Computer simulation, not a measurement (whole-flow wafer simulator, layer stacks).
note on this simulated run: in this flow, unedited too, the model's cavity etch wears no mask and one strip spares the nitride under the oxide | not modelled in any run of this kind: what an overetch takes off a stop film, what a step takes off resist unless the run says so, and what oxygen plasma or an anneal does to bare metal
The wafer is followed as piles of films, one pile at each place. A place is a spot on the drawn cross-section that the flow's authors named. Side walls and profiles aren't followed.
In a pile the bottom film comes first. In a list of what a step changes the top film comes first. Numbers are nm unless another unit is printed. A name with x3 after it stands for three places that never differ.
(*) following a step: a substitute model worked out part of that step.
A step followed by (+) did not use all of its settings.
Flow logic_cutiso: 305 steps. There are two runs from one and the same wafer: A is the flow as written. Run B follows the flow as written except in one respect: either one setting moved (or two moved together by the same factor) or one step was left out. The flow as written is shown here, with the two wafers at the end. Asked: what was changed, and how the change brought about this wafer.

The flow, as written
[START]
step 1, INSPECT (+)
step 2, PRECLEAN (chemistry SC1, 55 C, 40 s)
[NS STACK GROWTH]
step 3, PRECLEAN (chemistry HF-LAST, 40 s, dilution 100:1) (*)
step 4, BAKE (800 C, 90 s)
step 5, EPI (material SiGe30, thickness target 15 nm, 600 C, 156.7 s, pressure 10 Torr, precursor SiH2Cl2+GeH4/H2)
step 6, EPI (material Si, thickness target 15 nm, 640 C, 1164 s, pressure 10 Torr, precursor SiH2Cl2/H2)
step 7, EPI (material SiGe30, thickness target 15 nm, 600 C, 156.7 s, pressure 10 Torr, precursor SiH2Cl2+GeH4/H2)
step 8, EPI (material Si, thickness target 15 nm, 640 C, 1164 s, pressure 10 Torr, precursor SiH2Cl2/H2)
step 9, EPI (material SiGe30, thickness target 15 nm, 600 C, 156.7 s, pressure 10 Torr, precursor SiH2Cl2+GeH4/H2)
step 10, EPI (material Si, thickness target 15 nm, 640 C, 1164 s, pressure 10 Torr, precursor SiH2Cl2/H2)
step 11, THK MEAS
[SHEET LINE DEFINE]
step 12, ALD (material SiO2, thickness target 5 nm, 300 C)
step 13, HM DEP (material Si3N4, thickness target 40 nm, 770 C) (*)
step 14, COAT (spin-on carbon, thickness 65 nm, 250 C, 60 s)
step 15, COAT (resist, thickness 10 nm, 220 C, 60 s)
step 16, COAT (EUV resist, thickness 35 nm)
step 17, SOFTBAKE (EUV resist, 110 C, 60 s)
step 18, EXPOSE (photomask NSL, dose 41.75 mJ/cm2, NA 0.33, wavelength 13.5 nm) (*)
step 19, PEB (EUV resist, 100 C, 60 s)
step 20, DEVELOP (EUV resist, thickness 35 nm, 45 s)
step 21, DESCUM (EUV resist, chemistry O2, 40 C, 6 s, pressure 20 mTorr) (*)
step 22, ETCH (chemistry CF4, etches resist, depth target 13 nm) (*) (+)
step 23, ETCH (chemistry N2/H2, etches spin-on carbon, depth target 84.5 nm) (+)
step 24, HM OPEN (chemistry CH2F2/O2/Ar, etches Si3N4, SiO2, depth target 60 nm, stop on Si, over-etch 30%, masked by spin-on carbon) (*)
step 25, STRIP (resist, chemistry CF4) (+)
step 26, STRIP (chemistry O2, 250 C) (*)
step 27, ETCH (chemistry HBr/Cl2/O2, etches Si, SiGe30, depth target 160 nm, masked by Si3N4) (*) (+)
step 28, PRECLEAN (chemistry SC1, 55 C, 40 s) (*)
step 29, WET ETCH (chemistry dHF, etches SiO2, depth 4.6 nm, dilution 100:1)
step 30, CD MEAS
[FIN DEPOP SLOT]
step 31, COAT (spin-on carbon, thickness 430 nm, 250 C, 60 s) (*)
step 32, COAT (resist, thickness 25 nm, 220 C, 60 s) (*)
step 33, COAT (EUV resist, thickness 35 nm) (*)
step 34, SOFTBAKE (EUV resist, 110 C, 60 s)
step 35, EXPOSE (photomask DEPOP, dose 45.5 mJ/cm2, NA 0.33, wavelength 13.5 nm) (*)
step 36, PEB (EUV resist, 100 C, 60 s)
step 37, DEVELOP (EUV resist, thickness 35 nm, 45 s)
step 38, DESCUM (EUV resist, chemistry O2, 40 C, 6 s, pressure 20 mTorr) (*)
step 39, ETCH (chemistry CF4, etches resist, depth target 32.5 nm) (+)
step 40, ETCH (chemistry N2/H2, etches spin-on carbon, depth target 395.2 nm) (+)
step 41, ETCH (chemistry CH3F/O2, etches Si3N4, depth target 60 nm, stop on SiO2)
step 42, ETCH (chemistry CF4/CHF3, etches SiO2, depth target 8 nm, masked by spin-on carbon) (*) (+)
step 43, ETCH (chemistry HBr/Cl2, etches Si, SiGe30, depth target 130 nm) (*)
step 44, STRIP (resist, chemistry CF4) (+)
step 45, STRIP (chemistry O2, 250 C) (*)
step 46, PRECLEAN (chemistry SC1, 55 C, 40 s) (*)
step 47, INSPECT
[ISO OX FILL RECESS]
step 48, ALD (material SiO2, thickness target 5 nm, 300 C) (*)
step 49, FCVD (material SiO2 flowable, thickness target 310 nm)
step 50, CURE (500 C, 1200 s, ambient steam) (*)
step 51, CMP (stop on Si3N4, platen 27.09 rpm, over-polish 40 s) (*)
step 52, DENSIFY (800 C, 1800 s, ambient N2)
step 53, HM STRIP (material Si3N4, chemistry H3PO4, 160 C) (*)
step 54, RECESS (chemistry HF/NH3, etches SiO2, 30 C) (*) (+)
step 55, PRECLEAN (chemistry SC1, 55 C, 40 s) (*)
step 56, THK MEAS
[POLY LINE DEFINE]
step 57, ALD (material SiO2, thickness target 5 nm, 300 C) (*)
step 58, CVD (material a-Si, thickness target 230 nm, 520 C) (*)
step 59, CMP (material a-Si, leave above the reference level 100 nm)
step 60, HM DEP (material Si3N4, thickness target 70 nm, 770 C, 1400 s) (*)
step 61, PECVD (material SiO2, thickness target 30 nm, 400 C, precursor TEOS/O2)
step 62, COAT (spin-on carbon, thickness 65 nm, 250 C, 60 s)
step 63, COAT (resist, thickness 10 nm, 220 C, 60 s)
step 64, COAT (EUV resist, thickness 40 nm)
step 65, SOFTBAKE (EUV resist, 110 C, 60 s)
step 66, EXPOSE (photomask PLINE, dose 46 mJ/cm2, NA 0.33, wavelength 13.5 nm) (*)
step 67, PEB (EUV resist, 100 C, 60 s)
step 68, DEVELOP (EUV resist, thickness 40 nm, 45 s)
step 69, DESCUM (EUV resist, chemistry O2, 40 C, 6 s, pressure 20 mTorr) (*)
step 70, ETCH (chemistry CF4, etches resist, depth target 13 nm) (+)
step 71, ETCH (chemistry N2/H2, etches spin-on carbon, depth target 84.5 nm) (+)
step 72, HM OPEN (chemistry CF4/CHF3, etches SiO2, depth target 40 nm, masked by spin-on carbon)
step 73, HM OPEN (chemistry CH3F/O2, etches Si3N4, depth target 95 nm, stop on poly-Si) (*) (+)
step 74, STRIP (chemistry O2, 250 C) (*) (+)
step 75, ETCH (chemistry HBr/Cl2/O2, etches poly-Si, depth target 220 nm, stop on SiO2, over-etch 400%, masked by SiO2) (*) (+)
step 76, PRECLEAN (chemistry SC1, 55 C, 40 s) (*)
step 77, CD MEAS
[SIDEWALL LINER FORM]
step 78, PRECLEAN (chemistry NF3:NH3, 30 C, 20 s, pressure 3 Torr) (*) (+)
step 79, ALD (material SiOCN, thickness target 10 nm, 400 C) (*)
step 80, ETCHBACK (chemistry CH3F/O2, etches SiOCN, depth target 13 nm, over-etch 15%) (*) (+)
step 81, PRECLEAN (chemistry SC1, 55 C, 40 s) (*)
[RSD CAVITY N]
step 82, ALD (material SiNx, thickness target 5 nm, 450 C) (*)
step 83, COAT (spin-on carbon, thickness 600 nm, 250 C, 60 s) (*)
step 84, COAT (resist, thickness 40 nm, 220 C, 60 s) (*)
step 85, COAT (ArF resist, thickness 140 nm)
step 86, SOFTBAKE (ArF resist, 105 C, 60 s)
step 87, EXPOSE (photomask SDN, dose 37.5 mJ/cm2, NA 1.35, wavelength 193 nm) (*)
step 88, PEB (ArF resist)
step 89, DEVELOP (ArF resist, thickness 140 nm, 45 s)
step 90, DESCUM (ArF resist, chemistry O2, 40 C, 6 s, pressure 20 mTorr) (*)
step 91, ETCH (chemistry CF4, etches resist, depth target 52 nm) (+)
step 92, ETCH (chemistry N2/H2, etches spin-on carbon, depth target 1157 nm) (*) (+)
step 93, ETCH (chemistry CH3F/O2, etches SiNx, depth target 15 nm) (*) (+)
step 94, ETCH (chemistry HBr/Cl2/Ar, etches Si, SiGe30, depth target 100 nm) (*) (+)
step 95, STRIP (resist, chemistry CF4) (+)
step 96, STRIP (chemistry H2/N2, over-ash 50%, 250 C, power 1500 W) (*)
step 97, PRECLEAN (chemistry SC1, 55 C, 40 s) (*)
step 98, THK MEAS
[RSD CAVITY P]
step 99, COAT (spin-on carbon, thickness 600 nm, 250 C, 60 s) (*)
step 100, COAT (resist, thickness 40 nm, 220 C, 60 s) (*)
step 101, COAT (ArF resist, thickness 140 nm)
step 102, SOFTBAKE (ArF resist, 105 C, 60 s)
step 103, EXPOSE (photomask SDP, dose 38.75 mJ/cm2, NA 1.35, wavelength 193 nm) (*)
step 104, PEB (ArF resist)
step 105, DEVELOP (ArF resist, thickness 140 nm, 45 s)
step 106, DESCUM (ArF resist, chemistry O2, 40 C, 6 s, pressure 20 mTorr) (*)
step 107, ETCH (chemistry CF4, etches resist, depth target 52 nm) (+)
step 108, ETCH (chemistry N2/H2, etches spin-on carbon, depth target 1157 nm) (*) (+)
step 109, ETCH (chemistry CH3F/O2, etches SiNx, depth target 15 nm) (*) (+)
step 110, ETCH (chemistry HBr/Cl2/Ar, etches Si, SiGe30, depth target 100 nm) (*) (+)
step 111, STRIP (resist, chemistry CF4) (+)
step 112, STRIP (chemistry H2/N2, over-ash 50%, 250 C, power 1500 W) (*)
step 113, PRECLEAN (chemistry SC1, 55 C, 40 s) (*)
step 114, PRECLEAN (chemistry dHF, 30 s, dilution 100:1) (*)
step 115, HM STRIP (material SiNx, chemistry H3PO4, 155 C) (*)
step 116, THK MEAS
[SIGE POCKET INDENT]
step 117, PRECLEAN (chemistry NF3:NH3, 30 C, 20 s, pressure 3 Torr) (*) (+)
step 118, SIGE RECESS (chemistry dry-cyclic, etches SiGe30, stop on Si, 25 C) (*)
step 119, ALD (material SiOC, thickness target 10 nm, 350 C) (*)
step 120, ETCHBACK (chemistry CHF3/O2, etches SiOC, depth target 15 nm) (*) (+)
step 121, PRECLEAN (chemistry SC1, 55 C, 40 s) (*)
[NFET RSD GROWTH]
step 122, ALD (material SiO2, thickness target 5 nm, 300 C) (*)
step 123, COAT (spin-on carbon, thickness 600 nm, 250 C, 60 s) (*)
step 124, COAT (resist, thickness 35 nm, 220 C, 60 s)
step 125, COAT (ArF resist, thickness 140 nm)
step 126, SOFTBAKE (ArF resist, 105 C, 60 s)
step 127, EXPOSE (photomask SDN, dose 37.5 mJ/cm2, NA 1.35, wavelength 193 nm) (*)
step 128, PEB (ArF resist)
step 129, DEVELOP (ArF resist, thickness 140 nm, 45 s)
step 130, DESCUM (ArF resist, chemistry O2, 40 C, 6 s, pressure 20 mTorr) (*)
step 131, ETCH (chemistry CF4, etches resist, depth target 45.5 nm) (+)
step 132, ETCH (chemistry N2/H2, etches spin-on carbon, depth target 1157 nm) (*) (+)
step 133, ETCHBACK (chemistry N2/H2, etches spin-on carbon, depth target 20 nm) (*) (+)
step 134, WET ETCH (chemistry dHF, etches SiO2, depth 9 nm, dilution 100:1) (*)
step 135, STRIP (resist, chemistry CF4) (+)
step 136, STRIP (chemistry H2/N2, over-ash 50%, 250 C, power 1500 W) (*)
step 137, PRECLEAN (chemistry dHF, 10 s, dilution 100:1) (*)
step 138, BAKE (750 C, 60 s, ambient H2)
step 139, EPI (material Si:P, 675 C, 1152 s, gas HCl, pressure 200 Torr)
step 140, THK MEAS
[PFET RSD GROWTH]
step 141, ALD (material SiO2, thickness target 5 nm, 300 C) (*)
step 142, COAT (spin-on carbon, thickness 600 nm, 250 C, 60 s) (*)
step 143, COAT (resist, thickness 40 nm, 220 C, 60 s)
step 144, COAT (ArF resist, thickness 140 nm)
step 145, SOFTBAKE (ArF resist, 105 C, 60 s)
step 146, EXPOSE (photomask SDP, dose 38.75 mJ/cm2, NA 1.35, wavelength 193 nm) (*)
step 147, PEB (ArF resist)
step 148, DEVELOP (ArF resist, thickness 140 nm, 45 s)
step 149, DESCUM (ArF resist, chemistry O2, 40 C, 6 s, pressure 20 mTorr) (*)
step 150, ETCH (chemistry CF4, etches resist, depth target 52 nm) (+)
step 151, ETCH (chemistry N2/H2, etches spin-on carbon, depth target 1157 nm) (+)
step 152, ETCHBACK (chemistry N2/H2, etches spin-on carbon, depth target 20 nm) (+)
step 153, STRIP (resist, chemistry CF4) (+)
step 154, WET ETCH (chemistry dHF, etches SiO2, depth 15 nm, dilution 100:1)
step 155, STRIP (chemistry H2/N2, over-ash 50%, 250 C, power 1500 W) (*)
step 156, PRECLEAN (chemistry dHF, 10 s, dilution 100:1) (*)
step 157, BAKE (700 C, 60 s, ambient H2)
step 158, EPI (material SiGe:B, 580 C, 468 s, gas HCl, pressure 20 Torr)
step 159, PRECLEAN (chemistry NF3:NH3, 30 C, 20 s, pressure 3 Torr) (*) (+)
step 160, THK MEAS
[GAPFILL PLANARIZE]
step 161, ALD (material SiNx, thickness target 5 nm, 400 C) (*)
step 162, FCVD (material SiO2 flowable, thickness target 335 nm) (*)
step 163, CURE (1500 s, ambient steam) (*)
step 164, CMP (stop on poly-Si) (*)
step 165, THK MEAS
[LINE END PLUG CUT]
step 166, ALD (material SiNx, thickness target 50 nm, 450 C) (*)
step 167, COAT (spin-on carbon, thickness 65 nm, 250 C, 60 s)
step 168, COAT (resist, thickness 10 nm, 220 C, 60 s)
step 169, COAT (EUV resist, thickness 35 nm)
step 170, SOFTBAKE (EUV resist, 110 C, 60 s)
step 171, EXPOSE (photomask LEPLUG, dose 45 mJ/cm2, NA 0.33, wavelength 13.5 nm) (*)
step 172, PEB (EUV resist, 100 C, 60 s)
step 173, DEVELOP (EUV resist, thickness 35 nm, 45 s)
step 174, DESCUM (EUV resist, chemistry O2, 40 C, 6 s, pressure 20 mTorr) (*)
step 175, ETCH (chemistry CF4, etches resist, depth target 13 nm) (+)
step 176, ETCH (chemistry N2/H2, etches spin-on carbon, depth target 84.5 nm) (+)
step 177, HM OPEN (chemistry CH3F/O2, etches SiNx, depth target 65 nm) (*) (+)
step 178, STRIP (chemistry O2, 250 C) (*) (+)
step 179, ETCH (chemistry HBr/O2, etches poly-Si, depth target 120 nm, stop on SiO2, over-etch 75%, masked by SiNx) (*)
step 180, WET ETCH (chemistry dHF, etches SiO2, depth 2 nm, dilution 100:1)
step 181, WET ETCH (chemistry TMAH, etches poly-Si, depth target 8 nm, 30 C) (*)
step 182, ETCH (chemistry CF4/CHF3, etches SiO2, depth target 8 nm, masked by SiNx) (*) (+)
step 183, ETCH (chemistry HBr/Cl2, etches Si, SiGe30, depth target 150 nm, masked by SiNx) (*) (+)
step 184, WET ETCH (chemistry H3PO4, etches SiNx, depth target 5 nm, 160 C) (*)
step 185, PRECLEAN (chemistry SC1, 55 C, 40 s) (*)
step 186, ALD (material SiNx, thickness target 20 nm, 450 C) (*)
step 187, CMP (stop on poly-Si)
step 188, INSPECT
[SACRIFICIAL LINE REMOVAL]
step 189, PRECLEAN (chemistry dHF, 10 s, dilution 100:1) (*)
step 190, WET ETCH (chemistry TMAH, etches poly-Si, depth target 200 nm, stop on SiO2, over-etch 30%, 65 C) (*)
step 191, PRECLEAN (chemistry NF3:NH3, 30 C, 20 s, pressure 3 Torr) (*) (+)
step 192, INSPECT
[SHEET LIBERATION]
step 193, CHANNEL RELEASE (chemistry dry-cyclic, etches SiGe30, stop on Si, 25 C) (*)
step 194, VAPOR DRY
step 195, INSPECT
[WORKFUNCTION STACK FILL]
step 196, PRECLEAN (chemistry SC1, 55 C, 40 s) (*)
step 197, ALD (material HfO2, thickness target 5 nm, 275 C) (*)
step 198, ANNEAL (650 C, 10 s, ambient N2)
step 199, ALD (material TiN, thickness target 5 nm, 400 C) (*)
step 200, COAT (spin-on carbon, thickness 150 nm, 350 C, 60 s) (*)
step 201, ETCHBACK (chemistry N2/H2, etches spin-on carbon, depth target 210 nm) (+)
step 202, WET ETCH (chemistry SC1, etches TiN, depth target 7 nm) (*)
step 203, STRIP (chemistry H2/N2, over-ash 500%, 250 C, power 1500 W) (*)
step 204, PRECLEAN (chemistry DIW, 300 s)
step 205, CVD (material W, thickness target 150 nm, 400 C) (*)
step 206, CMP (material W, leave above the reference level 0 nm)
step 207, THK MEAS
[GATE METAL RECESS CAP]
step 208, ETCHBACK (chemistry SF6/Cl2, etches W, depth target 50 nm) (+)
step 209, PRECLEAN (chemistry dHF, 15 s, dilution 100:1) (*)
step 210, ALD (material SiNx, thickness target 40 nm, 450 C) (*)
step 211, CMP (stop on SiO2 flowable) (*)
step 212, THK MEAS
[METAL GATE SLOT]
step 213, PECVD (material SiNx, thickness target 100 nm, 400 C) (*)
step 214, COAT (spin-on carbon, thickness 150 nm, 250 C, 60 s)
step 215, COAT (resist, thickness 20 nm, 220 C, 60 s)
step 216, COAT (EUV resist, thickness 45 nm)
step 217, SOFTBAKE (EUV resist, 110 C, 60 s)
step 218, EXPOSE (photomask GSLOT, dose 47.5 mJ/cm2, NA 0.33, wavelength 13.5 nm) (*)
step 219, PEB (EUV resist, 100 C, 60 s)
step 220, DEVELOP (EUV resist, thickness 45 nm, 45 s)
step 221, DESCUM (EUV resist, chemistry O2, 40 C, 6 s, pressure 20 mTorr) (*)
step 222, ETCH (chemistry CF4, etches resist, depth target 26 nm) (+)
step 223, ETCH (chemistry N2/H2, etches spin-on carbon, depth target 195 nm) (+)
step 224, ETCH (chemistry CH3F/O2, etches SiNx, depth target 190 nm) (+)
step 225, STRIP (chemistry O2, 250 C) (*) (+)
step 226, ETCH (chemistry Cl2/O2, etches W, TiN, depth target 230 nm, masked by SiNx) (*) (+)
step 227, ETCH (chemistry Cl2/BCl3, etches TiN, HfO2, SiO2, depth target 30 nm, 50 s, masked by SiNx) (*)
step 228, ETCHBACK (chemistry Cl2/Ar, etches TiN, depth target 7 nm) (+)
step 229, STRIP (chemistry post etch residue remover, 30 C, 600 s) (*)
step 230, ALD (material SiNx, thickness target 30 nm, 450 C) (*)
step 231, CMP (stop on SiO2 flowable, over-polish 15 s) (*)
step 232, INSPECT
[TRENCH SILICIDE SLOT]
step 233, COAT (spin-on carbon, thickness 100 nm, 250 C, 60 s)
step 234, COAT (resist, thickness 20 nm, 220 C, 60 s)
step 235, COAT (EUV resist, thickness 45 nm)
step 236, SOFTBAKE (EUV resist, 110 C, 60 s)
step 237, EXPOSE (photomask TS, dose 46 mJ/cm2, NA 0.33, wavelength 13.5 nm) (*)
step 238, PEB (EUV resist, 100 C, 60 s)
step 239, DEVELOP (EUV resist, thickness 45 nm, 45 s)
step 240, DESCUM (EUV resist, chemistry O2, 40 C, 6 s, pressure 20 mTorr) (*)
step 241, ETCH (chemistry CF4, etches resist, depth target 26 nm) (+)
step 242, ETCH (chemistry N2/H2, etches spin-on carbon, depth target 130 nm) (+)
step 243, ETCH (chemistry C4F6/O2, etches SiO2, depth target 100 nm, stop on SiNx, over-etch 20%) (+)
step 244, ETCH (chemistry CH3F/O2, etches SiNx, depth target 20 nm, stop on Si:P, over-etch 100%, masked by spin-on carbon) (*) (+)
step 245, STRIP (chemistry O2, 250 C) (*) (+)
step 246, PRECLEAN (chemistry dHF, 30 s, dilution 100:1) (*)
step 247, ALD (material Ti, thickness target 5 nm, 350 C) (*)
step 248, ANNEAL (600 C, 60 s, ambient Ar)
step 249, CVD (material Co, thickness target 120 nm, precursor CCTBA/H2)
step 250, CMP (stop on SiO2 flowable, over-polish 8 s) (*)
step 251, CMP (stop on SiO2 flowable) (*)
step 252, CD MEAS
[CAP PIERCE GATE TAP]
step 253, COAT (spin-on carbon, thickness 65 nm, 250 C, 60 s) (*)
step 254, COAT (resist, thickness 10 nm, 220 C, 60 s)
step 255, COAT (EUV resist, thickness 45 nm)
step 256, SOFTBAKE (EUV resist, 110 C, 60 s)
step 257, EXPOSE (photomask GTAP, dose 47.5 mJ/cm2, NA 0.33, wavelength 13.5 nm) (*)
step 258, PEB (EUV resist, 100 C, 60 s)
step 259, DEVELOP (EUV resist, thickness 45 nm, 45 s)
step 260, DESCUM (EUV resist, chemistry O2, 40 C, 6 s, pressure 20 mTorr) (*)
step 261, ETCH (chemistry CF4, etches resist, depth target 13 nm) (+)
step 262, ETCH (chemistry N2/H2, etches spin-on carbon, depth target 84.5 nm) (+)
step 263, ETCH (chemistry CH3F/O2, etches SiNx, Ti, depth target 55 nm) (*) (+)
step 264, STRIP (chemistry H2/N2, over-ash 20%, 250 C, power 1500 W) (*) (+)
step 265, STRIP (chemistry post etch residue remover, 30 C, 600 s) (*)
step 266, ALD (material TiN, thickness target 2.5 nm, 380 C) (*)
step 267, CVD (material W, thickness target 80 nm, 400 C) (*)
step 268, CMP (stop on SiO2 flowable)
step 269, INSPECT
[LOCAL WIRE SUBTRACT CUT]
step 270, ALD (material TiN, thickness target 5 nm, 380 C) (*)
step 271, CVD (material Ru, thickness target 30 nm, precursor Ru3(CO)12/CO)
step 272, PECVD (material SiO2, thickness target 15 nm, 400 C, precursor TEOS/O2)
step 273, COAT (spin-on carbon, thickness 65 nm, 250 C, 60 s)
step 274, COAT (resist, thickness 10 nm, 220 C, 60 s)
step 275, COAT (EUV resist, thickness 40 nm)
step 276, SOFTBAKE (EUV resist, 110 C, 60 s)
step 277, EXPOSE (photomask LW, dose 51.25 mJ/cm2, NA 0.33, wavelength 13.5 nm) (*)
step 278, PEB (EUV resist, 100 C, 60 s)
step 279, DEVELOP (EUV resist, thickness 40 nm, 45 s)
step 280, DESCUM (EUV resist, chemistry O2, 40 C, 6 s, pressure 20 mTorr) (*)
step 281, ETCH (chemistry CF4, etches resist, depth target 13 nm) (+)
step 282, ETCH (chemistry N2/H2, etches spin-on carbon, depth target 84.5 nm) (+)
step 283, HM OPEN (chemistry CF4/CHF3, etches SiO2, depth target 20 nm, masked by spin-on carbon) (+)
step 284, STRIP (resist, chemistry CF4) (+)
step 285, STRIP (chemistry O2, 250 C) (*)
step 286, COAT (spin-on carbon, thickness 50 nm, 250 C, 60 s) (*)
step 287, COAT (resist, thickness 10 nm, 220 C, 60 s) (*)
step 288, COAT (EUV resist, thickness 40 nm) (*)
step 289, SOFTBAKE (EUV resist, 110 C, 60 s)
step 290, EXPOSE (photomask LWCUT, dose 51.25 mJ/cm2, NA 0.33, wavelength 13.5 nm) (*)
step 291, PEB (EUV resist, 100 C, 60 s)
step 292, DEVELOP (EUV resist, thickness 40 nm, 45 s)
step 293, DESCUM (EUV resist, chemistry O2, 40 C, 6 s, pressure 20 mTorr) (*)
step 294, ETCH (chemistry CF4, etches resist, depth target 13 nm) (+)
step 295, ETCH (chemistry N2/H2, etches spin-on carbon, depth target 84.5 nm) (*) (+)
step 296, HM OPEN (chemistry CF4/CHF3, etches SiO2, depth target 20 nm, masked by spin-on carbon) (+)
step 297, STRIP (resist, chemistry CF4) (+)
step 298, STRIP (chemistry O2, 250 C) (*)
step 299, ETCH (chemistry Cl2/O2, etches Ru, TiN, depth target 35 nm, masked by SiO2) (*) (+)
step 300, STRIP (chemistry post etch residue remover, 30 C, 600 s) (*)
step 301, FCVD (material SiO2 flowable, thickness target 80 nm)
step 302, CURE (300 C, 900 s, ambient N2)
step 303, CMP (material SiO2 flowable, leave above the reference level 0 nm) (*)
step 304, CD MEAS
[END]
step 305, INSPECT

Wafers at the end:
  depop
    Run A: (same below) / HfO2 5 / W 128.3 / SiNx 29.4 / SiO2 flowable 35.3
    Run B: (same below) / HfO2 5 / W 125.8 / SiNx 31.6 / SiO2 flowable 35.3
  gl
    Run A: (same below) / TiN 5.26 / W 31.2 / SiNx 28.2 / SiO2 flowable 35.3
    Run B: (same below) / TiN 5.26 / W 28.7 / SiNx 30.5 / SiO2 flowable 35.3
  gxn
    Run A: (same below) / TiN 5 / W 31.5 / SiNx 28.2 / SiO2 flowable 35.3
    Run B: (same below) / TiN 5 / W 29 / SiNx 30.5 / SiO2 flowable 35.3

What caused this: step 208, ETCHBACK: depth target 52.5 nm was run, whereas the flow has depth target 50 nm.

Step by step, how the change led to this:
  step 208, ETCHBACK (chemistry SF6/Cl2, etches W, depth target 50 nm) (+)
      depop, dpovl, gfld and 9 more: A -50 W | B -52.5 W
      plug: A -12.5 SiNx | B -13.1 SiNx
  step 210, ALD (material SiNx, thickness target 40 nm, 450 C) (*)
      gfld, gl, glp, gxf, gxn, gxp, tap: A +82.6 SiNx (new film) | B +84.8 SiNx (new film)
  step 211, CMP (stop on SiO2 flowable) (*)
      depop, dpovl, isow, ns, nsgap: A -0.61 SiNx | B nothing
  step 263, ETCH (chemistry CH3F/O2, etches SiNx, Ti, depth target 55 nm) (*) (+)
      depop, dpovl, gl, isow, ns, nsgap: A -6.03 resist (all of it), -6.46 spin-on carbon | B -6.03 resist (all of it), -8.07 spin-on carbon
      glp, lnrt, plug, rsdn, rsdp, rsdw: A -6.02 resist (all of it), -6.48 spin-on carbon | B -6.02 resist (all of it), -8.09 spin-on carbon
      (and at 10 other places as well)
  step 264, STRIP (chemistry H2/N2, over-ash 20%, 250 C, power 1500 W) (*) (+)
      gfld, gl, glp and 11 more: A -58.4 spin-on carbon (all of it) | B -56.8 spin-on carbon (all of it)
      depop, dpovl, isow, ns, nsgap: A -58.5 spin-on carbon (all of it) | B -56.9 spin-on carbon (all of it)
      (and at 2 other places as well)
  step 267, CVD (material W, thickness target 80 nm, 400 C) (*)
      tap: A +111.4 W (new film) | B +113.8 W (new film)
